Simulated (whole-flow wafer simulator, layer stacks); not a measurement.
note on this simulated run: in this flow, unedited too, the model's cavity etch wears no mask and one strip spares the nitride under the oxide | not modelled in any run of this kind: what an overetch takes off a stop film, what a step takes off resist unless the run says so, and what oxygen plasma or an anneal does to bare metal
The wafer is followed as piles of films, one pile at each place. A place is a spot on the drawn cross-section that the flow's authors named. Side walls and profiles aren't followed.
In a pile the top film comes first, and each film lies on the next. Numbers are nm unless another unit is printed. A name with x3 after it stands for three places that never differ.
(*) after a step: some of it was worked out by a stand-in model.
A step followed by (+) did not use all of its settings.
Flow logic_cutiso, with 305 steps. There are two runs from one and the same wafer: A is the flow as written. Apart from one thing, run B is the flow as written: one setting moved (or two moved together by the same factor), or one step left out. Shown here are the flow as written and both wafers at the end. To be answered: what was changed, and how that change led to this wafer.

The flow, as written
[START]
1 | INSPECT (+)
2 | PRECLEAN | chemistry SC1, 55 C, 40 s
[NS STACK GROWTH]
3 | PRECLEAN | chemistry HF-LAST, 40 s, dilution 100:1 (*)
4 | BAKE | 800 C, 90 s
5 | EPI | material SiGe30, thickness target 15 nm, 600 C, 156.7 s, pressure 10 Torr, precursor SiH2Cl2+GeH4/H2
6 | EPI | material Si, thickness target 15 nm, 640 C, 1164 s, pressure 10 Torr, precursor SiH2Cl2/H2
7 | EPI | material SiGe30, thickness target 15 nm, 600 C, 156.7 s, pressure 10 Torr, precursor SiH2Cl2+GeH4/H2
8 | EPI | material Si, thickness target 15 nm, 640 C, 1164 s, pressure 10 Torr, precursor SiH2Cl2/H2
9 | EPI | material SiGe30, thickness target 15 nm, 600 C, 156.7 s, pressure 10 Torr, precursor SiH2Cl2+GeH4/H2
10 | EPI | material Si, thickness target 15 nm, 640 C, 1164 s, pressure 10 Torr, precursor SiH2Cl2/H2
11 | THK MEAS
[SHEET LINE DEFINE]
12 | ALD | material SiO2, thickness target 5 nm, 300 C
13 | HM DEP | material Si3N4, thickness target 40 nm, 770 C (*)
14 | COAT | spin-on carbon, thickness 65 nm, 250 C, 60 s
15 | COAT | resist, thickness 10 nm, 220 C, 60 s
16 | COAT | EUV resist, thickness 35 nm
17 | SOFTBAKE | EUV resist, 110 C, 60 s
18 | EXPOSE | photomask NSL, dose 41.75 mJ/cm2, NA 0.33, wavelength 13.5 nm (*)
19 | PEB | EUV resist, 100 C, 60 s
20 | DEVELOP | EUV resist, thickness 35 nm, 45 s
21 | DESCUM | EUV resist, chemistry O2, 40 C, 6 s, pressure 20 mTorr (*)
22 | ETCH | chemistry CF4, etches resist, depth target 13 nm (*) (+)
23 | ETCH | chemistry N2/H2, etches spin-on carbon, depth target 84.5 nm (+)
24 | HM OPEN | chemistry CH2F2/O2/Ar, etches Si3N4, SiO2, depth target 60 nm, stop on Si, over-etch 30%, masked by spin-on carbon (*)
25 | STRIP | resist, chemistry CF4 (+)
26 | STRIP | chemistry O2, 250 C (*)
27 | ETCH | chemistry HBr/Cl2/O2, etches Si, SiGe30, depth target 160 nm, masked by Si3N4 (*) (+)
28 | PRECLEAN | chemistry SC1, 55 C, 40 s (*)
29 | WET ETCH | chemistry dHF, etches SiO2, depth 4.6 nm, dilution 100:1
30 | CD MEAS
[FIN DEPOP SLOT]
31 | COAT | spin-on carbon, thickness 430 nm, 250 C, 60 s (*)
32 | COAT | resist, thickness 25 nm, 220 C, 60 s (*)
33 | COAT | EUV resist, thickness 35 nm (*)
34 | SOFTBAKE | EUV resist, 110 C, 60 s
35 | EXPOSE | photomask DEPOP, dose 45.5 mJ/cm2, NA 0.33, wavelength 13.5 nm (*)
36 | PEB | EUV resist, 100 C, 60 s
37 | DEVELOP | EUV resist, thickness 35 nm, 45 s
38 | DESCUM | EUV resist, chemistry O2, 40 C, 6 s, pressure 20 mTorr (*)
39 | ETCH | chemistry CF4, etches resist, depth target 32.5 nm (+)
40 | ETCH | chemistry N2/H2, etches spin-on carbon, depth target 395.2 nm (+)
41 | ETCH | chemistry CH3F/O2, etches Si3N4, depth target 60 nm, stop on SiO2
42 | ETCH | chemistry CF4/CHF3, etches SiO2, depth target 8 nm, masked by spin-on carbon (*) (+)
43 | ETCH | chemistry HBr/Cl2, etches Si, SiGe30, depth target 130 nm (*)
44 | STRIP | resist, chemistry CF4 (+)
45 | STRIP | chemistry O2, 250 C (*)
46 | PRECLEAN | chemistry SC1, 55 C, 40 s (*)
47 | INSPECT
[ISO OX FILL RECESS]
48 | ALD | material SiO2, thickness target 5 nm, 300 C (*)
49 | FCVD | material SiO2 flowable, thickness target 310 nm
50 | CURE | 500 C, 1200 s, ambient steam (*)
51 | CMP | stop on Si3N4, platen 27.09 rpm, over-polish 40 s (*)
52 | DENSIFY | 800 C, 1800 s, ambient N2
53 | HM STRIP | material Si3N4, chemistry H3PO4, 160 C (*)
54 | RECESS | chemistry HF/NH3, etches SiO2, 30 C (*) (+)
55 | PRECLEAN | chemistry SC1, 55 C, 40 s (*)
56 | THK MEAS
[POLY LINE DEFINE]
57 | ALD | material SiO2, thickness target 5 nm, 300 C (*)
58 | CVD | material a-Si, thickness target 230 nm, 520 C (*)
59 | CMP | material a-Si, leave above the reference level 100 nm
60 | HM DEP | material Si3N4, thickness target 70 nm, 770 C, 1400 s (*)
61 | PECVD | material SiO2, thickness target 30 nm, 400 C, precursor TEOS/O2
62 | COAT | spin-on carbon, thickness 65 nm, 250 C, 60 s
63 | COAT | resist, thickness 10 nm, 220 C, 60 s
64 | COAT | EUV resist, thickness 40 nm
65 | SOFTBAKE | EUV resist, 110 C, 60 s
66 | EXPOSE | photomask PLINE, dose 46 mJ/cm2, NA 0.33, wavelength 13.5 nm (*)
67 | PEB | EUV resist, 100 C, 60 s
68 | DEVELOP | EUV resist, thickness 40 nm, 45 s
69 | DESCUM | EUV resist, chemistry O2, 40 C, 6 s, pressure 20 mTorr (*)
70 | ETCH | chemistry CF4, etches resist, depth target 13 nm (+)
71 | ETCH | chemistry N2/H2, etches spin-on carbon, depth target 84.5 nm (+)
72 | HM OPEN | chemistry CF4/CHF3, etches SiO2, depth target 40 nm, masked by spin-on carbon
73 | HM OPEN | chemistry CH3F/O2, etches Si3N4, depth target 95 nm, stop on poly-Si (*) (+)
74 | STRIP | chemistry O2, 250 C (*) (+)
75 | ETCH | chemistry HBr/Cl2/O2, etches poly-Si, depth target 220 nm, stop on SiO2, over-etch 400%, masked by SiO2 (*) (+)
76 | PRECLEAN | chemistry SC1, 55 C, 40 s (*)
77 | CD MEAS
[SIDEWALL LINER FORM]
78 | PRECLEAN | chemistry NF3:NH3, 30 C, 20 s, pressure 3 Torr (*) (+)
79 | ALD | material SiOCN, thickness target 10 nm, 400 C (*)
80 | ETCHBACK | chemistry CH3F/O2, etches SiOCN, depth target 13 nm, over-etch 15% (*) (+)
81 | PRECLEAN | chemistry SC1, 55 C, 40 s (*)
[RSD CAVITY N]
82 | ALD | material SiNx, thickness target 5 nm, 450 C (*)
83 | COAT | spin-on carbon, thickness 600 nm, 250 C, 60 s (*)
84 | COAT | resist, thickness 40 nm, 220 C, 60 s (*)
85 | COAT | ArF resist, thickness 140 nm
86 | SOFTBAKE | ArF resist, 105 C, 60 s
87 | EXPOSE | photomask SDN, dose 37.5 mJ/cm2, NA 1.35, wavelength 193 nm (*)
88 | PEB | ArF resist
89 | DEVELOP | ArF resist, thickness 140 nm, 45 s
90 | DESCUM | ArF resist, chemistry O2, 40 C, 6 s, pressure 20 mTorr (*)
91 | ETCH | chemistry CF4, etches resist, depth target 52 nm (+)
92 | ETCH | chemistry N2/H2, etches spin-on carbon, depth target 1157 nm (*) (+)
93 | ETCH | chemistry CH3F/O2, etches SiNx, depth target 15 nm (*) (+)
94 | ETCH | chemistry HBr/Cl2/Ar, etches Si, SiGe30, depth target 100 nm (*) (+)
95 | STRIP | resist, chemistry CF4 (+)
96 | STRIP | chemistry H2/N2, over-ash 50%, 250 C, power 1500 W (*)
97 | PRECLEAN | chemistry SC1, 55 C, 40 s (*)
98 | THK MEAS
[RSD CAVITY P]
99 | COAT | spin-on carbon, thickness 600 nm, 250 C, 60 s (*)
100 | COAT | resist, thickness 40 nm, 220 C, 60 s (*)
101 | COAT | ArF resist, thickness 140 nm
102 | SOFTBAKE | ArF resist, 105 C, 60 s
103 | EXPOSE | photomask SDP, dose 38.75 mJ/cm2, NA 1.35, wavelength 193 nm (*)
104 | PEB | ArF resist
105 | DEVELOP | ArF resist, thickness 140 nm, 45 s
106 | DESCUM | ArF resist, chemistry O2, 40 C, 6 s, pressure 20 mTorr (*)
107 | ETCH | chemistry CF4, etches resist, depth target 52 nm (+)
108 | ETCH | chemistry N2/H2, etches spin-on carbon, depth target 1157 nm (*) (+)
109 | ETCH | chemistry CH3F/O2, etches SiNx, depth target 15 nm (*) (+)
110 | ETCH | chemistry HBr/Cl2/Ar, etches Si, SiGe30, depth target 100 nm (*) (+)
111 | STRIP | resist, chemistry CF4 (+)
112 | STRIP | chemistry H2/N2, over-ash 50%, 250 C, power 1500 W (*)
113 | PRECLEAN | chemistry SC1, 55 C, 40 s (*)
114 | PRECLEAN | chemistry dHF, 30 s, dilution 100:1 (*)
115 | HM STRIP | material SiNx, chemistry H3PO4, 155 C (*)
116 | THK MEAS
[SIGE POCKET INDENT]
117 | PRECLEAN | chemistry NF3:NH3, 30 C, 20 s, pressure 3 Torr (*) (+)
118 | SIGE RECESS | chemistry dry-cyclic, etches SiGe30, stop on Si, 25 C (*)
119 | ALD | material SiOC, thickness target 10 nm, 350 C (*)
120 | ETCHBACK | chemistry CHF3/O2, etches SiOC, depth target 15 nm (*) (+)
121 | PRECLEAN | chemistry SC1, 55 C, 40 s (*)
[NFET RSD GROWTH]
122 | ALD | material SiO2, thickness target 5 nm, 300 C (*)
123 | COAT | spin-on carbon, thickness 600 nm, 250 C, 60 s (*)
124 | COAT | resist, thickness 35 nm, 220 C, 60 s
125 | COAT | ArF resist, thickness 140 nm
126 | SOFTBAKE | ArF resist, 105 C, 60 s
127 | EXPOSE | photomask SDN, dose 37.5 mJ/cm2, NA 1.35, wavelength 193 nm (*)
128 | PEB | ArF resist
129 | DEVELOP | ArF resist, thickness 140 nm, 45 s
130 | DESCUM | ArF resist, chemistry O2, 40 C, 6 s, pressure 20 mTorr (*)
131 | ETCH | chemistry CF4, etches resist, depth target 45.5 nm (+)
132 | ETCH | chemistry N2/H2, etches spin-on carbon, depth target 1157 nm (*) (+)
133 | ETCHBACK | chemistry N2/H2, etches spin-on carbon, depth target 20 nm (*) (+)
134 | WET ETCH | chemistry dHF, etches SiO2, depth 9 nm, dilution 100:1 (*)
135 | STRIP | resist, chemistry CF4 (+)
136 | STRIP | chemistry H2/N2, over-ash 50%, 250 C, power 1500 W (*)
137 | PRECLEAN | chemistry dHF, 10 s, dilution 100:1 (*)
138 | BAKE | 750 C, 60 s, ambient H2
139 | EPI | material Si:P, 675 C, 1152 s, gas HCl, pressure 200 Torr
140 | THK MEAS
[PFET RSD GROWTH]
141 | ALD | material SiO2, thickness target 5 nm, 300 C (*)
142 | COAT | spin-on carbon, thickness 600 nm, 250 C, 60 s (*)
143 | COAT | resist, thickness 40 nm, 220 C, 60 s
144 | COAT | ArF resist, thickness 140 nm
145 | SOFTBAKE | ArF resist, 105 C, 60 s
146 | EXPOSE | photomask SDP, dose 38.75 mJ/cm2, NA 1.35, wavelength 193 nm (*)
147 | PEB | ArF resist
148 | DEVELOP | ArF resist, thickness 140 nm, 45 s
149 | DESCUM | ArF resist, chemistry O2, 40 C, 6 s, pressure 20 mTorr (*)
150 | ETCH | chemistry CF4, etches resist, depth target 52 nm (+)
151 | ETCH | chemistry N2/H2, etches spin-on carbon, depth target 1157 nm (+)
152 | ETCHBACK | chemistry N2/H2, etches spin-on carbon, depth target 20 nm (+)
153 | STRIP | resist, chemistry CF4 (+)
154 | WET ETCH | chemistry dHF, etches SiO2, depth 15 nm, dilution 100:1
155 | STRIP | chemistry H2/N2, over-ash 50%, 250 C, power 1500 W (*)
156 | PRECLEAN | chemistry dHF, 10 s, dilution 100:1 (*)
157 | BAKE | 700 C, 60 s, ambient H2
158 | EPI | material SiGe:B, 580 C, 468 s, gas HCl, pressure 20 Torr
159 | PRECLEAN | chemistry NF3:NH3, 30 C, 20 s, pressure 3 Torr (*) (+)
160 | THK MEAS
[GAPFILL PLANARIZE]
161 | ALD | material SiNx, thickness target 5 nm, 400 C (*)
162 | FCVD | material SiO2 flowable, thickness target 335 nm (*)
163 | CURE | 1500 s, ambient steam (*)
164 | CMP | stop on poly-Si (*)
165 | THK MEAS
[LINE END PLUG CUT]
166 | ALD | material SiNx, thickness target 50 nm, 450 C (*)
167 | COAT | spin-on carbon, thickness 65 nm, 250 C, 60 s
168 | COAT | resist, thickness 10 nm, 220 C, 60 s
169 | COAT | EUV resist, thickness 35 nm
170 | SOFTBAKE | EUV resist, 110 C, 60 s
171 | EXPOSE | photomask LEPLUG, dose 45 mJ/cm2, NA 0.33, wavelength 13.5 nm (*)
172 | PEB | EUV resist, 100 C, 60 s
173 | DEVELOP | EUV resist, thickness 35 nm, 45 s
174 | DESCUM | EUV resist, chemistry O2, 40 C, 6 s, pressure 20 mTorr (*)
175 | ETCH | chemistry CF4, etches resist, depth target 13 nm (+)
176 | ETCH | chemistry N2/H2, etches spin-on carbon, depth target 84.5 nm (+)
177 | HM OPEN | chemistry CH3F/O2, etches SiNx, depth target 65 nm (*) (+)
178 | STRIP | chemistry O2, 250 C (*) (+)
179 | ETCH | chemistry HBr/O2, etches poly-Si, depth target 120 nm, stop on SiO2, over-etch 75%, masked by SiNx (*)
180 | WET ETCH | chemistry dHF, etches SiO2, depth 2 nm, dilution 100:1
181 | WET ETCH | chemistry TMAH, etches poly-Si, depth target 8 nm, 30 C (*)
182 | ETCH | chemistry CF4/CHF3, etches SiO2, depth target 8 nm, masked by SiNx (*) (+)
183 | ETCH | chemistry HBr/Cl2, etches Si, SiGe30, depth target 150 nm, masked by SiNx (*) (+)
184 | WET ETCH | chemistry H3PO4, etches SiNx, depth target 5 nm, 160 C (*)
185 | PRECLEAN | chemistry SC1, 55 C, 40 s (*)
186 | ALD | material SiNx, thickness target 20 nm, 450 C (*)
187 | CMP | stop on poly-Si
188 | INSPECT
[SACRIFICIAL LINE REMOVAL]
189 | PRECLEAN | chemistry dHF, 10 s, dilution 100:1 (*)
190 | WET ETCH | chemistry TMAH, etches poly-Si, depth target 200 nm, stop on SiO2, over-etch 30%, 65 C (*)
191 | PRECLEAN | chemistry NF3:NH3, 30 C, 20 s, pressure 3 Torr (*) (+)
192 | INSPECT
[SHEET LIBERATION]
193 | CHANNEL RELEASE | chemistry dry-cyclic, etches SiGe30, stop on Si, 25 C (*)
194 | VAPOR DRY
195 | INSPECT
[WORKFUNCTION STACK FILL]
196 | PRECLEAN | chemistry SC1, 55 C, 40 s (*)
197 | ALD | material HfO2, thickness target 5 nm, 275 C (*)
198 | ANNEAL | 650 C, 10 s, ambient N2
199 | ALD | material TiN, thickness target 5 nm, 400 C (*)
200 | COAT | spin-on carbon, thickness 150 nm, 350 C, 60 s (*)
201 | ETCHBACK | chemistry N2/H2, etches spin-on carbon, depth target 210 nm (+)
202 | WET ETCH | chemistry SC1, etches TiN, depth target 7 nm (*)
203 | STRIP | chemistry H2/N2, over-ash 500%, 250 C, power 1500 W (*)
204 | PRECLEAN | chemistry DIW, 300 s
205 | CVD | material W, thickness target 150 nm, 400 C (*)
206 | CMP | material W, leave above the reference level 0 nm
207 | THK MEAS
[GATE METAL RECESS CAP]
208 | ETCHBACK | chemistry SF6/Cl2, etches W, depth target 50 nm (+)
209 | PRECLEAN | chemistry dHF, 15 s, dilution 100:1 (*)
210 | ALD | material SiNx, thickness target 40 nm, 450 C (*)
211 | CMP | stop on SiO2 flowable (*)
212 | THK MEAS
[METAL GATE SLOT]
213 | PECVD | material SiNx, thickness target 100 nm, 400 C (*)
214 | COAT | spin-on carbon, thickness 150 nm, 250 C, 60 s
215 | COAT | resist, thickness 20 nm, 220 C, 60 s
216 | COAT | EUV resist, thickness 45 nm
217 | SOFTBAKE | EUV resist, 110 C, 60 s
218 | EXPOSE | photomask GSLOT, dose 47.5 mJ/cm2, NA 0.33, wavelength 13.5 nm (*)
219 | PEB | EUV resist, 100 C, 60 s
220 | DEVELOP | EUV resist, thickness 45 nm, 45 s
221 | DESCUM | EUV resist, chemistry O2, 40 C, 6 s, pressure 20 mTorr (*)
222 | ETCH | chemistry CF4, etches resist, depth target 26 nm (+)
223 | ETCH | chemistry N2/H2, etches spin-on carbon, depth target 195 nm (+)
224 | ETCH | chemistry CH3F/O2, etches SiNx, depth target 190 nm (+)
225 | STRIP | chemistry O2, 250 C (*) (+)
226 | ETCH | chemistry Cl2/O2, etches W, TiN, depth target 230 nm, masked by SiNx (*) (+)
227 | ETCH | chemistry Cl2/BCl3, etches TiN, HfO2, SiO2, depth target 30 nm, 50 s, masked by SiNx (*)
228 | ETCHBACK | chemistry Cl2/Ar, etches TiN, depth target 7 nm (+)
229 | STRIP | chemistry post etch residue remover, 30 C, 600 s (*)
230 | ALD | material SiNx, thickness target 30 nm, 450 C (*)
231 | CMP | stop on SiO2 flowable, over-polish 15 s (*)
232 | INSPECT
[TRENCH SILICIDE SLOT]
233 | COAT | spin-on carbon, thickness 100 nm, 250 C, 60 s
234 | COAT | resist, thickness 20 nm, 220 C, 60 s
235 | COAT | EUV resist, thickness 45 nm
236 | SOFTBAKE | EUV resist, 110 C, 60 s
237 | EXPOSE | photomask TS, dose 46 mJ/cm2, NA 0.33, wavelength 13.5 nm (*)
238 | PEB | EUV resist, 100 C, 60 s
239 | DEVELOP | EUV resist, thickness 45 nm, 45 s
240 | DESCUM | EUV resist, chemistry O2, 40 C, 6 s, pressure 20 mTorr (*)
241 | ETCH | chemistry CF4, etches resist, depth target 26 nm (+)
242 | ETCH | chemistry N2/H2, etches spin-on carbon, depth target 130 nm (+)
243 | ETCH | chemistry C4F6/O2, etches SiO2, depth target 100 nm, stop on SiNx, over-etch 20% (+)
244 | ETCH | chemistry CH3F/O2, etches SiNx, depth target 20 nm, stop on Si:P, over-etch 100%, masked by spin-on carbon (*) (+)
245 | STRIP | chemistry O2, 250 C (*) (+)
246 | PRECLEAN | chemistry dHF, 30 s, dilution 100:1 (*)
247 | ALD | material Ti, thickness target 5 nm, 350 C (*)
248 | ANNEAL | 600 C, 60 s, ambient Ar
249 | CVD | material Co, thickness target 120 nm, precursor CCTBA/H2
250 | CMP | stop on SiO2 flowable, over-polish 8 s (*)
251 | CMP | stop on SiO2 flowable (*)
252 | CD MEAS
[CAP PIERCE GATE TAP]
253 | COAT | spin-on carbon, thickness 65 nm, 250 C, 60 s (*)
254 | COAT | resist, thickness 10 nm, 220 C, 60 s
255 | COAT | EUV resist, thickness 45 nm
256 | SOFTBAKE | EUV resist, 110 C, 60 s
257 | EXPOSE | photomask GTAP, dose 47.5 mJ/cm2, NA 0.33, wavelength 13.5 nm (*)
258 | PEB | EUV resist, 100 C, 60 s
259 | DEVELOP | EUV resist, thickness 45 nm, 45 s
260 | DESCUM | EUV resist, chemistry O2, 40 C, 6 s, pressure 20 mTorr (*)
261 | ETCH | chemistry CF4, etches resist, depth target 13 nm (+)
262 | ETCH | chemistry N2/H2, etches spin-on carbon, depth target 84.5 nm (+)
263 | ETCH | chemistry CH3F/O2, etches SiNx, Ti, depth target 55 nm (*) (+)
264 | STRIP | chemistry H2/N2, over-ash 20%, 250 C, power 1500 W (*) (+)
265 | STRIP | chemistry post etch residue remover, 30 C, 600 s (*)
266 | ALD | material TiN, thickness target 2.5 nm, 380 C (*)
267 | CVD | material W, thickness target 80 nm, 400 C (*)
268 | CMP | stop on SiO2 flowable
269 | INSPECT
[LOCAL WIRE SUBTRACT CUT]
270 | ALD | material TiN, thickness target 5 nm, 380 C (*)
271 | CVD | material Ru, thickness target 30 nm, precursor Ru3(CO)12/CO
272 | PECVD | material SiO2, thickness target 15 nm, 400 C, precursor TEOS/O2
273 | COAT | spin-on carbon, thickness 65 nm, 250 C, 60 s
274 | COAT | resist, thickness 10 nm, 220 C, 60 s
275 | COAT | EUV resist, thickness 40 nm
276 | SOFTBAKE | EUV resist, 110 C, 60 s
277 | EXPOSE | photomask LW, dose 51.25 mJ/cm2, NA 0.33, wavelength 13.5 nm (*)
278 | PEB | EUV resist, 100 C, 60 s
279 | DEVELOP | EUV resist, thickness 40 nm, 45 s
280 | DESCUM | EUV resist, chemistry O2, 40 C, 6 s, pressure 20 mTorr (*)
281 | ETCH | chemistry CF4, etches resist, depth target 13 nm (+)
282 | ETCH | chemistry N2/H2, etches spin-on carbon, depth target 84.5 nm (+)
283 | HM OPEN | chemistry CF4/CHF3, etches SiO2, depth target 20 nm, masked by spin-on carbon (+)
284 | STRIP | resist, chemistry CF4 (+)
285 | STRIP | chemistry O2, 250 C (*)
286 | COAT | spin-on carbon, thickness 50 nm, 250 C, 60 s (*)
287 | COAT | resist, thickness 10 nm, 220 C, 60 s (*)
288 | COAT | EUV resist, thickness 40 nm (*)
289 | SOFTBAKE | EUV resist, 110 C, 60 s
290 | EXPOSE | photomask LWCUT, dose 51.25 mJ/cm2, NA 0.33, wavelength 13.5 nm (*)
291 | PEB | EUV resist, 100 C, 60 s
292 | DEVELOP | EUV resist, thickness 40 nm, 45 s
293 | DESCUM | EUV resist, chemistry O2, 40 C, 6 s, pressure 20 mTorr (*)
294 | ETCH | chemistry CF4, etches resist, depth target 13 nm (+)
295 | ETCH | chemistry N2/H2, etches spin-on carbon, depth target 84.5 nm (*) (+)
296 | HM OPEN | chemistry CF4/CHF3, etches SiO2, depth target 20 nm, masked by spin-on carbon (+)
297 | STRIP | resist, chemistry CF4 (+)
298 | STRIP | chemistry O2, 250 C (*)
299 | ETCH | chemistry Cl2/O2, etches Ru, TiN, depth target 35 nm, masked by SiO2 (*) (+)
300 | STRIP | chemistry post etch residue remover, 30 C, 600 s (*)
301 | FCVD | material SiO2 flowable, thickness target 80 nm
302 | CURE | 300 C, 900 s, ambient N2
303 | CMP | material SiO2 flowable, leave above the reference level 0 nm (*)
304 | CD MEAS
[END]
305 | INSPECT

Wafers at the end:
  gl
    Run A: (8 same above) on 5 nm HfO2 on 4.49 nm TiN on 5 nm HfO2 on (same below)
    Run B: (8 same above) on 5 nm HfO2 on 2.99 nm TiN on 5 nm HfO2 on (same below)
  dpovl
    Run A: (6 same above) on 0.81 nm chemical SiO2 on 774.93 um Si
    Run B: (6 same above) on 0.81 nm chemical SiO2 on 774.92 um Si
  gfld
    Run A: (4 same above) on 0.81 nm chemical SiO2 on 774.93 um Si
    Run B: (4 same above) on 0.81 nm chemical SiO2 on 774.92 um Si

The reason: step 9, EPI: thickness target 13.5 nm was run, whereas the flow has thickness target 15 nm; step 9, EPI: 141 s was run, where the flow has 156.7 s.

Step by step, how the change led to this:
  9 | EPI | material SiGe30, thickness target 15 nm, 600 C, 156.7 s, pressure 10 Torr, precursor SiH2Cl2+GeH4/H2
      depop, dpovl, gfld and 19 more: A SiGe30 gains 15 (new film) | B SiGe30 gains 13.5 (new film)
  27 | ETCH | chemistry HBr/Cl2/O2, etches Si, SiGe30, depth target 160 nm, masked by Si3N4 (*) (+)
      gfld, gxf, iso, lnri: A chemical SiO2 loses 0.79 (all of it), Si loses 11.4 (all of it), SiGe30 loses 15 (all of it), Si loses 15 (all of it), SiGe30 loses 15 (all of it), Si loses 15 (all of it), SiGe30 loses 15 (all of it), Si loses 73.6 | B chemical SiO2 loses 0.79 (all of it), Si loses 11.4 (all of it), SiGe30 loses 13.5 (all of it), Si loses 15 (all of it), SiGe30 loses 15 (all of it), Si loses 15 (all of it), SiGe30 loses 15 (all of it), Si loses 75.1
      dpovl, nsgap: A chemical SiO2 loses 0.79 (all of it), Si loses 11.8 (all of it), SiGe30 loses 15 (all of it), Si loses 15 (all of it), SiGe30 loses 15 (all of it), Si loses 15 (all of it), SiGe30 loses 15 (all of it), Si loses 73.2 | B chemical SiO2 loses 0.79 (all of it), Si loses 11.8 (all of it), SiGe30 loses 13.5 (all of it), Si loses 15 (all of it), SiGe30 loses 15 (all of it), Si loses 15 (all of it), SiGe30 loses 15 (all of it), Si loses 74.7
      (also at 1 further place)
  43 | ETCH | chemistry HBr/Cl2, etches Si, SiGe30, depth target 130 nm (*)
      depop: A Si loses 14 (all of it), SiGe30 loses 15 (all of it), Si loses 15 (all of it), SiGe30 loses 15 (all of it), Si loses 15 (all of it), SiGe30 loses 15 (all of it), Si loses 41 | B Si loses 14 (all of it), SiGe30 loses 13.5 (all of it), Si loses 15 (all of it), SiGe30 loses 15 (all of it), Si loses 15 (all of it), SiGe30 loses 15 (all of it), Si loses 42.5
  94 | ETCH | chemistry HBr/Cl2/Ar, etches Si, SiGe30, depth target 100 nm (*) (+)
      rsdn, rsdx: A chemical SiO2 loses 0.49 (all of it), Si loses 12.8 (all of it), SiGe30 loses 15 (all of it), Si loses 15 (all of it), SiGe30 loses 15 (all of it), Si loses 15 (all of it), SiGe30 loses 15 (all of it), Si loses 12.2 | B chemical SiO2 loses 0.49 (all of it), Si loses 12.8 (all of it), SiGe30 loses 13.5 (all of it), Si loses 15 (all of it), SiGe30 loses 15 (all of it), Si loses 15 (all of it), SiGe30 loses 15 (all of it), Si loses 13.7
  110 | ETCH | chemistry HBr/Cl2/Ar, etches Si, SiGe30, depth target 100 nm (*) (+)
      rsdp, rsdw: A chemical SiO2 loses 0.49 (all of it), Si loses 12.8 (all of it), SiGe30 loses 15 (all of it), Si loses 15 (all of it), SiGe30 loses 15 (all of it), Si loses 15 (all of it), SiGe30 loses 15 (all of it), Si loses 12.2 | B chemical SiO2 loses 0.49 (all of it), Si loses 12.8 (all of it), SiGe30 loses 13.5 (all of it), Si loses 15 (all of it), SiGe30 loses 15 (all of it), Si loses 15 (all of it), SiGe30 loses 15 (all of it), Si loses 13.7
  118 | SIGE RECESS | chemistry dry-cyclic, etches SiGe30, stop on Si, 25 C (*)
      lnr, lnrp, lnrt: A SiOCN loses 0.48, Si loses 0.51, cavity gains 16 (new film), SiGe30 loses 15 (all of it), Si loses 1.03, cavity gains 16 (new film), SiGe30 loses 15 (all of it), Si loses 1.03, cavity gains 16 (new film), SiGe30 loses 15 (all of it), Si loses 0.51 | B SiOCN loses 0.48, Si loses 0.51, cavity gains 14.5 (new film), SiGe30 loses 13.5 (all of it), Si loses 1.03, cavity gains 16 (new film), SiGe30 loses 15 (all of it), Si loses 1.03, cavity gains 16 (new film), SiGe30 loses 15 (all of it), Si loses 0.51
  119 | ALD | material SiOC, thickness target 10 nm, 350 C (*)
      lnr, lnrp, lnrt: A SiOC gains 10 (new film), SiOC gains 16 (new film), cavity loses 16 (all of it), SiOC gains 16 (new film), cavity loses 16 (all of it), SiOC gains 16 (new film), cavity loses 16 (all of it) | B SiOC gains 10 (new film), SiOC gains 14.5 (new film), cavity loses 14.5 (all of it), SiOC gains 16 (new film), cavity loses 16 (all of it), SiOC gains 16 (new film), cavity loses 16 (all of it)
  183 | ETCH | chemistry HBr/Cl2, etches Si, SiGe30, depth target 150 nm, masked by SiNx (*) (+)
      plug: A Si loses 13.6 (all of it), SiGe30 loses 15 (all of it), Si loses 15 (all of it), SiGe30 loses 15 (all of it), Si loses 15 (all of it), SiGe30 loses 15 (all of it), Si loses 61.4 | B Si loses 13.6 (all of it), SiGe30 loses 13.5 (all of it), Si loses 15 (all of it), SiGe30 loses 15 (all of it), Si loses 15 (all of it), SiGe30 loses 15 (all of it), Si loses 62.9
  193 | CHANNEL RELEASE | chemistry dry-cyclic, etches SiGe30, stop on Si, 25 C (*)
      gl, glp, gxn, gxp, ns, tap: A chemical SiO2 gains 0.8 (new film), Si loses 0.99, chemical SiO2 gains 0.8 (new film), cavity gains 14.5 (new film), chemical SiO2 gains 0.8 (new film), SiGe30 loses 15 (all of it), Si loses 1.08, chemical SiO2 gains 0.8 (new film), cavity gains 14.5 (new film), chemical SiO2 gains 0.8 (new film), SiGe30 loses 15 (all of it), Si loses 1.08, chemical SiO2 gains 0.8 (new film), cavity gains 14.5 (new film), chemical SiO2 gains 0.8 (new film), SiGe30 loses 15 (all of it), Si loses 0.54 | B chemical SiO2 gains 0.8 (new film), Si loses 0.99, chemical SiO2 gains 0.8 (new film), cavity gains 13 (new film), chemical SiO2 gains 0.8 (new film), SiGe30 loses 13.5 (all of it), Si loses 1.08, chemical SiO2 gains 0.8 (new film), cavity gains 14.5 (new film), chemical SiO2 gains 0.8 (new film), SiGe30 loses 15 (all of it), Si loses 1.08, chemical SiO2 gains 0.8 (new film), cavity gains 14.5 (new film), chemical SiO2 gains 0.8 (new film), SiGe30 loses 15 (all of it), Si loses 0.54
  199 | ALD | material TiN, thickness target 5 nm, 400 C (*)
      gl, glp, tap: A TiN gains 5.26 (new film), TiN gains 4.49 (new film), cavity loses 4.49 (all of it), TiN gains 4.49 (new film), cavity loses 4.49 (all of it), TiN gains 4.49 (new film), cavity loses 4.49 (all of it) | B TiN gains 5.26 (new film), TiN gains 2.99 (new film), cavity loses 2.99 (all of it), TiN gains 4.49 (new film), cavity loses 4.49 (all of it), TiN gains 4.49 (new film), cavity loses 4.49 (all of it)
      gxn, gxp, ns: A TiN gains 5 (new film), TiN gains 4.49 (new film), cavity loses 4.49 (all of it), TiN gains 4.49 (new film), cavity loses 4.49 (all of it), TiN gains 4.49 (new film), cavity loses 4.49 (all of it) | B TiN gains 5 (new film), TiN gains 2.99 (new film), cavity loses 2.99 (all of it), TiN gains 4.49 (new film), cavity loses 4.49 (all of it), TiN gains 4.49 (new film), cavity loses 4.49 (all of it)
